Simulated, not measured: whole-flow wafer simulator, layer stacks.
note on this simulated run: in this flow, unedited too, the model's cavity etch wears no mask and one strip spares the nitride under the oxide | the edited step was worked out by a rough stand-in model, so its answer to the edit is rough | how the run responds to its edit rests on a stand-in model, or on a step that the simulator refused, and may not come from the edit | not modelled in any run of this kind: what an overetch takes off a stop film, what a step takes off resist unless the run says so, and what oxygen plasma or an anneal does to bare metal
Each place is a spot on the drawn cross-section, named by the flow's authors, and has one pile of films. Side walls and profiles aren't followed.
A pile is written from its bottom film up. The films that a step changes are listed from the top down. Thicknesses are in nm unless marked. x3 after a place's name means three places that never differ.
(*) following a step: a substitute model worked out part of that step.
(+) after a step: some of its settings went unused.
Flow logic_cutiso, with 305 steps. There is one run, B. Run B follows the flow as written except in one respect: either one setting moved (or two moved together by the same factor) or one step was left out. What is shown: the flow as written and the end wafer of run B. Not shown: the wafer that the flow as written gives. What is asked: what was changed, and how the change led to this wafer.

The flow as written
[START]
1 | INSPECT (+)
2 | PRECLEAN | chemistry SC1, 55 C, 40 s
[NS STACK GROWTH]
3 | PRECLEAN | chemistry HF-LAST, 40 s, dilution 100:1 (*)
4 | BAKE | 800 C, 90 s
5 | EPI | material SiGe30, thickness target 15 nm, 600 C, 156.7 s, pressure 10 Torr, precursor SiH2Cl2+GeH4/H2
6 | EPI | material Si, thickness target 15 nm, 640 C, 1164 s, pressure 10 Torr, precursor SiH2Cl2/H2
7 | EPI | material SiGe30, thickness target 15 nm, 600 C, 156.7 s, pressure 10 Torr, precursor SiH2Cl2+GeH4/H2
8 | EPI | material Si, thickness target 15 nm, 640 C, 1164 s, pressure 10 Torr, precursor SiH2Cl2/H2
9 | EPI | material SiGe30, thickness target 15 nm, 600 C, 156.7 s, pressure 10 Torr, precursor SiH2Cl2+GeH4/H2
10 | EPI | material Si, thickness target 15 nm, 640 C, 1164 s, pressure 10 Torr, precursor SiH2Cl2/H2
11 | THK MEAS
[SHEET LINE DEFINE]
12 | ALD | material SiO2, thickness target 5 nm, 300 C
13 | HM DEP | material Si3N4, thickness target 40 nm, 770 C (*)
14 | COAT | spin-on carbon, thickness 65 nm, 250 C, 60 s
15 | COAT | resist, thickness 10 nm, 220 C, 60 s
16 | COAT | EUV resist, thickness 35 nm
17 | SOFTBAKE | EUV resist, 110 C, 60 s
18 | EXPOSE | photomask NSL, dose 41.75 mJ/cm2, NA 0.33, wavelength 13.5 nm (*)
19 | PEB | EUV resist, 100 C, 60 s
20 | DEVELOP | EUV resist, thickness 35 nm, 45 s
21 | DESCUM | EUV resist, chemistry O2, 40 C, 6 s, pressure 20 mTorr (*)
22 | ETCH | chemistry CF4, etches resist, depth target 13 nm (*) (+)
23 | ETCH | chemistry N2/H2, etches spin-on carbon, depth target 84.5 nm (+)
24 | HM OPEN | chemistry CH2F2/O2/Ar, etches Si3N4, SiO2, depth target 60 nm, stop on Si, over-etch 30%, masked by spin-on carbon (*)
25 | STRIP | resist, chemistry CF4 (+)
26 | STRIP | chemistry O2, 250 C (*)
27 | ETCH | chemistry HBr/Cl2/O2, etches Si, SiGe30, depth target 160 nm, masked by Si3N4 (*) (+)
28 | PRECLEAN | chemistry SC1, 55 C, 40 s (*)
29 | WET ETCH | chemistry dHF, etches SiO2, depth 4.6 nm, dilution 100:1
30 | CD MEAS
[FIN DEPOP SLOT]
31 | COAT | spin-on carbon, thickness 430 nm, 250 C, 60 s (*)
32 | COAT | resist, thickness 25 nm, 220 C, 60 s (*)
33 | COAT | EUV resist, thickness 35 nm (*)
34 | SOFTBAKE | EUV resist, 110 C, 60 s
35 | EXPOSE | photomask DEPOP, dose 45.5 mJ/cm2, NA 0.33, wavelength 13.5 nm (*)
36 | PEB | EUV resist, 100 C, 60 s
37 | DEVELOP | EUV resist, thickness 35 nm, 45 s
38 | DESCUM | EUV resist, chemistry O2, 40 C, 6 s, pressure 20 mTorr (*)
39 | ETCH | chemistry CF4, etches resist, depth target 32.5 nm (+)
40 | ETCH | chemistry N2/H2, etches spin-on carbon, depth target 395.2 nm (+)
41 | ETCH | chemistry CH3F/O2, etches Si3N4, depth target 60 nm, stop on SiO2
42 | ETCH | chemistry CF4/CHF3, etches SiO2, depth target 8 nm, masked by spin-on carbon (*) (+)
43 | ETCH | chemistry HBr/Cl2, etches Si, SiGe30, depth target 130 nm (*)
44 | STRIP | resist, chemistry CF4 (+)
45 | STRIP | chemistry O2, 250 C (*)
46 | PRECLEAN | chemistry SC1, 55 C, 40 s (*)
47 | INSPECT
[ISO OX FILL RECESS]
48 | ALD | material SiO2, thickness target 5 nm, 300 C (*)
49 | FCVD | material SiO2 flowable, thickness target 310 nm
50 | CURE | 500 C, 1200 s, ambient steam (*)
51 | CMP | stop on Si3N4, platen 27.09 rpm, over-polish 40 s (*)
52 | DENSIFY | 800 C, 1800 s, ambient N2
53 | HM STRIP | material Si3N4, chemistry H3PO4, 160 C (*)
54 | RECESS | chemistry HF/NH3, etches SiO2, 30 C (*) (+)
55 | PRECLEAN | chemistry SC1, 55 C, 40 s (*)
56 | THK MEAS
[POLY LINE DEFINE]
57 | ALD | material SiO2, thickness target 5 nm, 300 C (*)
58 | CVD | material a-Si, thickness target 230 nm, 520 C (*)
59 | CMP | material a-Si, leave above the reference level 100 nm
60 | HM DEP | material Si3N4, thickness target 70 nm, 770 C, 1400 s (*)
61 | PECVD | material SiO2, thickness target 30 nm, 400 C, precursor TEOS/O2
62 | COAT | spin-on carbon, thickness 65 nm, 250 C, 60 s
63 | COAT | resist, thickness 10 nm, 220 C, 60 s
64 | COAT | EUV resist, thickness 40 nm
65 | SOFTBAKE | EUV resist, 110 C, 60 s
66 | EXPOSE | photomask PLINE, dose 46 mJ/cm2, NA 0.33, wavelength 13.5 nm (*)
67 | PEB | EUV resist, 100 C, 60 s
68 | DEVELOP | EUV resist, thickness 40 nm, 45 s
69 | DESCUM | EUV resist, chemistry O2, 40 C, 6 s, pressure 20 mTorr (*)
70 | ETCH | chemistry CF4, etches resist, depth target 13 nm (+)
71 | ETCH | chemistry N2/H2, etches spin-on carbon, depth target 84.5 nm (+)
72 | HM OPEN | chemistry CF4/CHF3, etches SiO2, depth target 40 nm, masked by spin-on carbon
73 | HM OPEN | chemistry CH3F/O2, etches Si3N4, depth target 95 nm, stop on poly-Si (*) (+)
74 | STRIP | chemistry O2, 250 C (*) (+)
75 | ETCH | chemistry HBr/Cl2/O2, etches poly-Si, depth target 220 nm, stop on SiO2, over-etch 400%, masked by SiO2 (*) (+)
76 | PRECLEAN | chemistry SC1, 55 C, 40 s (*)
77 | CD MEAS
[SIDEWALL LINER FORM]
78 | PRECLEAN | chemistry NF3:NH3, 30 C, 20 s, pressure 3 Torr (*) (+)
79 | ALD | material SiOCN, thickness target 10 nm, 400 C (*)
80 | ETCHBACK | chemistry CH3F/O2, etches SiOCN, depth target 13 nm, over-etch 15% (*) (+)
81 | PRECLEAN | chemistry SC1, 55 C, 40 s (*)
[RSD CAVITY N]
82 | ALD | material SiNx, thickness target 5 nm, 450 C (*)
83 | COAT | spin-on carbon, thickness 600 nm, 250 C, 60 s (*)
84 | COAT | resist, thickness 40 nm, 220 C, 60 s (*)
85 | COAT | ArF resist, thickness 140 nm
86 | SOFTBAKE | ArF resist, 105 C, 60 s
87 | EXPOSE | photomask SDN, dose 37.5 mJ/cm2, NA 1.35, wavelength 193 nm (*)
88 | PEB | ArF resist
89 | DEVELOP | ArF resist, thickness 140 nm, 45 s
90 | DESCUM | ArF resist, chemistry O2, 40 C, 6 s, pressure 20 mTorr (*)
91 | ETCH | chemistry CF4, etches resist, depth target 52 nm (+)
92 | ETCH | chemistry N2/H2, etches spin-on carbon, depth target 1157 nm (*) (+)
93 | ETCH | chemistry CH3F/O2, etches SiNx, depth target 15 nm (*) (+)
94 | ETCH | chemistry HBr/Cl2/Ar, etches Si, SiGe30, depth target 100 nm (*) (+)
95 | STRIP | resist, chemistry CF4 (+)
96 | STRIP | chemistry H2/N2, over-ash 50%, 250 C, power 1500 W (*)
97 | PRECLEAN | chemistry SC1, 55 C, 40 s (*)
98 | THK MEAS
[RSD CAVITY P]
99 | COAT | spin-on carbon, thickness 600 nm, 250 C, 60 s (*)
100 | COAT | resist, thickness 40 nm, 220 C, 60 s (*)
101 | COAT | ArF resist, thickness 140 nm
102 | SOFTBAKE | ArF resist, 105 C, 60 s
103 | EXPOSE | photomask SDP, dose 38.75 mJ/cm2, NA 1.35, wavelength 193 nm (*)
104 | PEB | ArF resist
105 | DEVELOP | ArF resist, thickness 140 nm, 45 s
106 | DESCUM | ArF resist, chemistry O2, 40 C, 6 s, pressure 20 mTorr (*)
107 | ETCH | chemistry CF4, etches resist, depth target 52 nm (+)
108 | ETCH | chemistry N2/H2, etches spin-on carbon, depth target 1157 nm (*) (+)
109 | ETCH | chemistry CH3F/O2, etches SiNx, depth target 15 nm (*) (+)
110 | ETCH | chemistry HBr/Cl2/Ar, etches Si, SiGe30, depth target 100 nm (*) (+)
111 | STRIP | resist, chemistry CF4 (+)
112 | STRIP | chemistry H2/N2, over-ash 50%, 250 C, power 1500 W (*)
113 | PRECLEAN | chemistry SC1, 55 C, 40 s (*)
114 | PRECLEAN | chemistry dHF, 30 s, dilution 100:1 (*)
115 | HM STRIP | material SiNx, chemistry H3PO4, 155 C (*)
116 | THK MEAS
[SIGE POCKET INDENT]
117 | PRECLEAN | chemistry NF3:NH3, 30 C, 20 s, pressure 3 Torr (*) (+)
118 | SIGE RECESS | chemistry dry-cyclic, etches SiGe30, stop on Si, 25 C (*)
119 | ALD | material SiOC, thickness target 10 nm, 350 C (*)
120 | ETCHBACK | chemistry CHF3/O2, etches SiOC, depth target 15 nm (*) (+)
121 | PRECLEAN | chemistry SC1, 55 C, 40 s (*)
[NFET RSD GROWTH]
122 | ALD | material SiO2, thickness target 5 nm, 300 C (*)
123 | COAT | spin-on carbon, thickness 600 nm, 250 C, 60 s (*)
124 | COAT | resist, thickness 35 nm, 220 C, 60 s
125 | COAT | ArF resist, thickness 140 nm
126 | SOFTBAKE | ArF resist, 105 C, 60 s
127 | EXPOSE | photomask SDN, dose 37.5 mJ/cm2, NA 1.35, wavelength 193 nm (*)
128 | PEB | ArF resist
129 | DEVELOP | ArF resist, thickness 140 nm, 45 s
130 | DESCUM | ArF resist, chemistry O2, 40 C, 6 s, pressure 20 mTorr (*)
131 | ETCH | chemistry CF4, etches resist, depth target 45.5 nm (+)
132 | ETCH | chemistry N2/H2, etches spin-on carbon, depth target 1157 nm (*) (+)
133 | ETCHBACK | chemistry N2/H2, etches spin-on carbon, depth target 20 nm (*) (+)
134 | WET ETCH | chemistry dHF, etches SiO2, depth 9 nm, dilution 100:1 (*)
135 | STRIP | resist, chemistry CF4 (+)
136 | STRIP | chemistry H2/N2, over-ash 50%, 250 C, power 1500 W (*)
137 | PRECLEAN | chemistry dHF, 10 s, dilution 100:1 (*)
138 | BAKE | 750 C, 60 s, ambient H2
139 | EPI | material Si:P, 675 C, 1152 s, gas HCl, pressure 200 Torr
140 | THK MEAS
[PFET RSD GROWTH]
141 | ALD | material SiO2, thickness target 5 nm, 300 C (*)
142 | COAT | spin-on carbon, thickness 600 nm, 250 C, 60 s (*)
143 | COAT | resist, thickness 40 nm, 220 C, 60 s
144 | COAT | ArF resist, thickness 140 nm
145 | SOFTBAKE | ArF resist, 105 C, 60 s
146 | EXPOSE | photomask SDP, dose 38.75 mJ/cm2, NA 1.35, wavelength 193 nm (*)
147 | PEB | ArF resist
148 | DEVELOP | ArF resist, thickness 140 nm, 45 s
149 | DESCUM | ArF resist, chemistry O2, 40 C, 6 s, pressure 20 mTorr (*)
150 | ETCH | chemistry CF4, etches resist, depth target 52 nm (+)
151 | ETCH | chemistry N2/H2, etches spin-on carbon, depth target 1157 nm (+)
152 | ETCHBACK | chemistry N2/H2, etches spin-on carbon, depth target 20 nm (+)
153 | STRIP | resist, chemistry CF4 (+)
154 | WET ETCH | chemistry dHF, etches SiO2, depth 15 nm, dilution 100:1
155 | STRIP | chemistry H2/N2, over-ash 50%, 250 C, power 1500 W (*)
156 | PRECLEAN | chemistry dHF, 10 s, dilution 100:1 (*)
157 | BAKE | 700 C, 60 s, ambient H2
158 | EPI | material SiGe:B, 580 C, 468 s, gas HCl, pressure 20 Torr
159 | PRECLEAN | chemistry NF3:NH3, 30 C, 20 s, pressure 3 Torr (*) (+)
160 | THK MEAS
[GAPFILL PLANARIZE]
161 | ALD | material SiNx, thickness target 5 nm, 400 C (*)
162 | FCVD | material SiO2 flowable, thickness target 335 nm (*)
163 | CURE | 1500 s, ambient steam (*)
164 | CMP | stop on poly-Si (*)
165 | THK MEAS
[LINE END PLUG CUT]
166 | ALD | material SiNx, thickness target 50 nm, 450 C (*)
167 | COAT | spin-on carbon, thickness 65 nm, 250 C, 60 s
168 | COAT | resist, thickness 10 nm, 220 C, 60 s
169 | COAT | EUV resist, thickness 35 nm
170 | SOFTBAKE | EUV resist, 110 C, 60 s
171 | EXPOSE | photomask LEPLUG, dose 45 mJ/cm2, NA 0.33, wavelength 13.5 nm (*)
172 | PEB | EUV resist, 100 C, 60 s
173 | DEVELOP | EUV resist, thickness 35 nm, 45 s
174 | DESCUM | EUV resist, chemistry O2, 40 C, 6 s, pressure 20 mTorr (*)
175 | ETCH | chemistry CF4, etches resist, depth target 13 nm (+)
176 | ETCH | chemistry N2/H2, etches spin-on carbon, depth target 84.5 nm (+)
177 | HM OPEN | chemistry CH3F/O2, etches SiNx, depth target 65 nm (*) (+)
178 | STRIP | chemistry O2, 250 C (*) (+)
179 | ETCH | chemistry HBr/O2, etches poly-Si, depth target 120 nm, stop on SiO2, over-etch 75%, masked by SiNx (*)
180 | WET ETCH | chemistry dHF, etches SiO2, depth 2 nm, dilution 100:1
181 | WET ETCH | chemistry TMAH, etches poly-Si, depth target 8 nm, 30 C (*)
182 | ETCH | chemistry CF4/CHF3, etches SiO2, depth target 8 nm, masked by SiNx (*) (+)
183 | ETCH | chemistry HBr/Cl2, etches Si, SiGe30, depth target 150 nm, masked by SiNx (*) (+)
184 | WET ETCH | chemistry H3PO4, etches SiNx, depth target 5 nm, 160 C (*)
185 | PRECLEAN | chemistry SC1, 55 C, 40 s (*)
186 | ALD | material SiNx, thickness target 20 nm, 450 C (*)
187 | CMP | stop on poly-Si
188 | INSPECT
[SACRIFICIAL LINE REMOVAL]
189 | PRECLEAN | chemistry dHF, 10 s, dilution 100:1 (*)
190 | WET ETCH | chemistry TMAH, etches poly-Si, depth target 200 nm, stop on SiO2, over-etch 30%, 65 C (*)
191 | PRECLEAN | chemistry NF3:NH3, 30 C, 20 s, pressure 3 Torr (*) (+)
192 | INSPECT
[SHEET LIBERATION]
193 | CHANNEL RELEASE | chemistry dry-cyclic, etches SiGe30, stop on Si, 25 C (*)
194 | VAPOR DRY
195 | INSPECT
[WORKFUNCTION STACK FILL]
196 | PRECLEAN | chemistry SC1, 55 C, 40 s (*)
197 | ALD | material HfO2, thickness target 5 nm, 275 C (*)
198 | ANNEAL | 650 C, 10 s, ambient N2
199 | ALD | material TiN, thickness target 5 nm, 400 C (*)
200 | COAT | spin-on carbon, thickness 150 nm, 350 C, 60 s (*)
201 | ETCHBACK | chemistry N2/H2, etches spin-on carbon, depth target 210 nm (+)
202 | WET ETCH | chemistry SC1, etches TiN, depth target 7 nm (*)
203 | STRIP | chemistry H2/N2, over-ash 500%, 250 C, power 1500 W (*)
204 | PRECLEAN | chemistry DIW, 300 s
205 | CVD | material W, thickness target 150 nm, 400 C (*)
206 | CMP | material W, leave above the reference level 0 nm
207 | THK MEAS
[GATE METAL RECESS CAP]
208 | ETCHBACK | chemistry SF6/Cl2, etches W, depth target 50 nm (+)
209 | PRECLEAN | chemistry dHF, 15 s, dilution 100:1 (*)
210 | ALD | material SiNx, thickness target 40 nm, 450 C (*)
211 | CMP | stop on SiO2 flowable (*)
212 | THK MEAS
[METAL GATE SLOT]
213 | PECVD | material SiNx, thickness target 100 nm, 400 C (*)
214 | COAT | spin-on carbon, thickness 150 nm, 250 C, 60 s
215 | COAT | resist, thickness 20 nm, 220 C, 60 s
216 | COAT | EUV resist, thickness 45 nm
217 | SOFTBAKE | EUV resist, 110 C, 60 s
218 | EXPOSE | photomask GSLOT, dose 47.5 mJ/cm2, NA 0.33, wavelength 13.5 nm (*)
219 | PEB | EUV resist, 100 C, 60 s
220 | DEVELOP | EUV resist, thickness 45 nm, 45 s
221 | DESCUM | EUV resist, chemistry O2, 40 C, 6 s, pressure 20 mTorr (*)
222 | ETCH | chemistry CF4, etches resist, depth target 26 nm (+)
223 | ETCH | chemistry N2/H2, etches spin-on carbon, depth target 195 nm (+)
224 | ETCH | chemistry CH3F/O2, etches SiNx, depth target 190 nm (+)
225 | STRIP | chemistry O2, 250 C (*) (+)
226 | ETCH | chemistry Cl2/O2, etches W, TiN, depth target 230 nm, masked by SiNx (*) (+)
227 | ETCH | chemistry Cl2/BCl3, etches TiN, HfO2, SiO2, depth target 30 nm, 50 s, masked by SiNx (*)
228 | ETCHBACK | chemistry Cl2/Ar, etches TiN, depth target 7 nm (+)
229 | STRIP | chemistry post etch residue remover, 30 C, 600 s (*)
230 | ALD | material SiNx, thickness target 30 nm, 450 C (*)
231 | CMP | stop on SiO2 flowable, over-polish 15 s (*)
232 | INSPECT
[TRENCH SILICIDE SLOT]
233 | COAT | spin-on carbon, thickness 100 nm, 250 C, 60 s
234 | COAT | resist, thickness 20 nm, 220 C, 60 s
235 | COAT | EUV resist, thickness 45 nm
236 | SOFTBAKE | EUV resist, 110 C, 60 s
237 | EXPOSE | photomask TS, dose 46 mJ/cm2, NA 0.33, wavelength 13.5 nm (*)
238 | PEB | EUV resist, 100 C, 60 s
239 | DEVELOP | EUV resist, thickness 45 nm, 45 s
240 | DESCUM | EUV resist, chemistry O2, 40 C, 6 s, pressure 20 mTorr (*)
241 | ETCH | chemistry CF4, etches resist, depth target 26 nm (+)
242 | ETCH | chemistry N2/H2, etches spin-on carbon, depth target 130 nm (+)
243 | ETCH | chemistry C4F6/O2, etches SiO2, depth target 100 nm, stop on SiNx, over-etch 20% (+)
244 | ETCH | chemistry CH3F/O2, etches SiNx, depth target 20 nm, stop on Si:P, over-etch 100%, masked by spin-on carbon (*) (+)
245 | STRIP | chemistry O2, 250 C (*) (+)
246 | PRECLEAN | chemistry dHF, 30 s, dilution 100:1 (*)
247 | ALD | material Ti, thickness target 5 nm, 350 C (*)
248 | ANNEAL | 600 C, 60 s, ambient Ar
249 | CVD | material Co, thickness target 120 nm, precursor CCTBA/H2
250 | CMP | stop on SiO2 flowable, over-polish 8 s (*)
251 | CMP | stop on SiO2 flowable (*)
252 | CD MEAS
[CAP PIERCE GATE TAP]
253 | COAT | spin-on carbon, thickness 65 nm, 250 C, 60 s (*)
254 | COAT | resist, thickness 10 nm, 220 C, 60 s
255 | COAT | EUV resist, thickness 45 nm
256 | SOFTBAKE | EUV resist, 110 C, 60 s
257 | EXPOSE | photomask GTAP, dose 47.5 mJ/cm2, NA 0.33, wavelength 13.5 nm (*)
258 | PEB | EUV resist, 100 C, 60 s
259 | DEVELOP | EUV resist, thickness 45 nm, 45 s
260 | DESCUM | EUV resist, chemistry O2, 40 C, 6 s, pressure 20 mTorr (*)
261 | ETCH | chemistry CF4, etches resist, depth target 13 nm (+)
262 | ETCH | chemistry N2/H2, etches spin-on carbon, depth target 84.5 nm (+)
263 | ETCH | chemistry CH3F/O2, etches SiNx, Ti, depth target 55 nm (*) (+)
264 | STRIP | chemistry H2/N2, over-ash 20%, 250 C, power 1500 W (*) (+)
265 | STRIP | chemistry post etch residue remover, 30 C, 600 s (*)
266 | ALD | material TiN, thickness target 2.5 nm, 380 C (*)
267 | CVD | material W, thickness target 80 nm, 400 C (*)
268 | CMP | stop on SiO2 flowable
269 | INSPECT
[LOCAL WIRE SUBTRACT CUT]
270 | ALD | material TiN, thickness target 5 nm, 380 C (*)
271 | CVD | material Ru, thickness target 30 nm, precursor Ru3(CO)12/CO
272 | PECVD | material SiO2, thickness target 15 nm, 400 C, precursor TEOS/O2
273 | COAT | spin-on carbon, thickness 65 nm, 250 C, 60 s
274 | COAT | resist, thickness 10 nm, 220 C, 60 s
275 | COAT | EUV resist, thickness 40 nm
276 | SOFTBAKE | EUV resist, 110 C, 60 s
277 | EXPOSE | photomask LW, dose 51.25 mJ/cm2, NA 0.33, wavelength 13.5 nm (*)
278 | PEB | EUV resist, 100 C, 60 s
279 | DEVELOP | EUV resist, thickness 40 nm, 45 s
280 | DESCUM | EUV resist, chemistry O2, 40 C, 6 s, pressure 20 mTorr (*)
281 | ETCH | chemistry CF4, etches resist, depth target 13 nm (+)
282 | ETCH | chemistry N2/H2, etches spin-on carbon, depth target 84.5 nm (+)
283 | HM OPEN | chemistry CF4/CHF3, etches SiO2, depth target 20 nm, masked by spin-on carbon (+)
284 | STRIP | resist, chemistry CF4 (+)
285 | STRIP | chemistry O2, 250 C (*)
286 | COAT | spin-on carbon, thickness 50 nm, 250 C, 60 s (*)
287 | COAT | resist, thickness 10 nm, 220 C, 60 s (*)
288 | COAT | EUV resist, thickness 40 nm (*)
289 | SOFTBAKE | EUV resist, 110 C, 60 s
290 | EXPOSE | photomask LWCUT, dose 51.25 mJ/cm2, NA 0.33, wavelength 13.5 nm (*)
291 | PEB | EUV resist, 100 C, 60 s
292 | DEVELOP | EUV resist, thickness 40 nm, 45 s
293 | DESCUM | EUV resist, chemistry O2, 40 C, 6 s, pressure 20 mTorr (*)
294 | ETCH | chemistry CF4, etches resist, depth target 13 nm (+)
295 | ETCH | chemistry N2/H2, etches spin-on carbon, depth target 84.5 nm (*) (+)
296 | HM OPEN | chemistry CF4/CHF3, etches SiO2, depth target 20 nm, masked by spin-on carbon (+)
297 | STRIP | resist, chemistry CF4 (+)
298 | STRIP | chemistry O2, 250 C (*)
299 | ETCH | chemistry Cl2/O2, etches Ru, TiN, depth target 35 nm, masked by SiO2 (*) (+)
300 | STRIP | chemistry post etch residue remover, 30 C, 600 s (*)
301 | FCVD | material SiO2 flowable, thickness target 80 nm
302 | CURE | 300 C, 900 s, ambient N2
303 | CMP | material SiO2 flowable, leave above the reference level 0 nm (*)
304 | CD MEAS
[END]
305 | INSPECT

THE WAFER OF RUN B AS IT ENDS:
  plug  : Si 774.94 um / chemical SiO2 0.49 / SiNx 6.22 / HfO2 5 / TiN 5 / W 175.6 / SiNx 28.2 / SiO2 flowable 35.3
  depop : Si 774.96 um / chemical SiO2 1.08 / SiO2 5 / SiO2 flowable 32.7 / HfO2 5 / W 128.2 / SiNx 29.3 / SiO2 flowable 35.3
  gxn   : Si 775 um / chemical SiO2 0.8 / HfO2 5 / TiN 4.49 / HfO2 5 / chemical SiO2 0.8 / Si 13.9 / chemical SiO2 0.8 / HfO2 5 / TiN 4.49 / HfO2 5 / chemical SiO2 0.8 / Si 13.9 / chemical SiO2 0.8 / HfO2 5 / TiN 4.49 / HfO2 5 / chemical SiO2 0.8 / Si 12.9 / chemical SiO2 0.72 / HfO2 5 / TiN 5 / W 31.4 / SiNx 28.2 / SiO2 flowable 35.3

What caused this: step 186, ALD: thickness target 8 nm was run, though the flow has thickness target 20 nm.

Step by step, how the change led to this:
  186 | ALD | material SiNx, thickness target 20 nm, 450 C (*)
      depop, dpovl, gfld and 18 more: SiNx gains 8 (in the flow as written it would be: SiNx gains 20)
      plug: SiNx gains 8 (new film) (in the flow as written it would be: SiNx gains 284.2 (new film))
  187 | CMP | stop on poly-Si
      plug: nothing (in the flow as written it would be: SiNx loses 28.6)
      depop, dpovl, gfld and 18 more: SiNx loses 16.6 (all of it) (in the flow as written it would be: SiNx loses 28.6 (all of it))
  200 | COAT | spin-on carbon, thickness 150 nm, 350 C, 60 s (*)
      lnr, lnrp: spin-on carbon gains 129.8 (new film) (in the flow as written it would be: spin-on carbon gains 133.9 (new film))
      iso: spin-on carbon gains 142 (new film) (in the flow as written it would be: spin-on carbon gains 145.4 (new film))
      (and at 7 other places as well)
  201 | ETCHBACK | chemistry N2/H2, etches spin-on carbon, depth target 210 nm (+)
      plug: spin-on carbon loses 210 (in the flow as written it would be: spin-on carbon loses 134.1 (all of it))
      lnr, lnrp: spin-on carbon loses 129.8 (all of it) (in the flow as written it would be: spin-on carbon loses 133.9 (all of it))
      (and at 7 other places as well)
  202 | WET ETCH | chemistry SC1, etches TiN, depth target 7 nm (*)
      plug: spin-on carbon loses 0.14 (in the flow as written it would be: TiN loses 5 (all of it))
  203 | STRIP | chemistry H2/N2, over-ash 500%, 250 C, power 1500 W (*)
      plug: spin-on carbon loses 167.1 (all of it) (in the flow as written it would be: nothing)
      gxn, gxp: spin-on carbon loses 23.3 (all of it) (in the flow as written it would be: spin-on carbon loses 26.8 (all of it))
      (and at 5 other places as well)
  205 | CVD | material W, thickness target 150 nm, 400 C (*)
      plug: W gains 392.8 (new film) (in the flow as written it would be: W gains 150.2 (new film))
  206 | CMP | material W, leave above the reference level 0 nm
      plug: W loses 167.2 (in the flow as written it would be: W loses 150.2 (all of it), HfO2 loses 5 (all of it), SiNx loses 12)
  208 | ETCHBACK | chemistry SF6/Cl2, etches W, depth target 50 nm (+)
      plug: W loses 50 (in the flow as written it would be: SiNx loses 12.5)
  210 | ALD | material SiNx, thickness target 40 nm, 450 C (*)
      plug: SiNx gains 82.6 (new film) (in the flow as written it would be: SiNx gains 42.5)
  211 | CMP | stop on SiO2 flowable (*)
      plug: SiNx loses 43.3 (in the flow as written it would be: SiNx loses 40.3)
If metal films that touch count as one body, plug has 1 body; the flow as written gives 0 bodies.
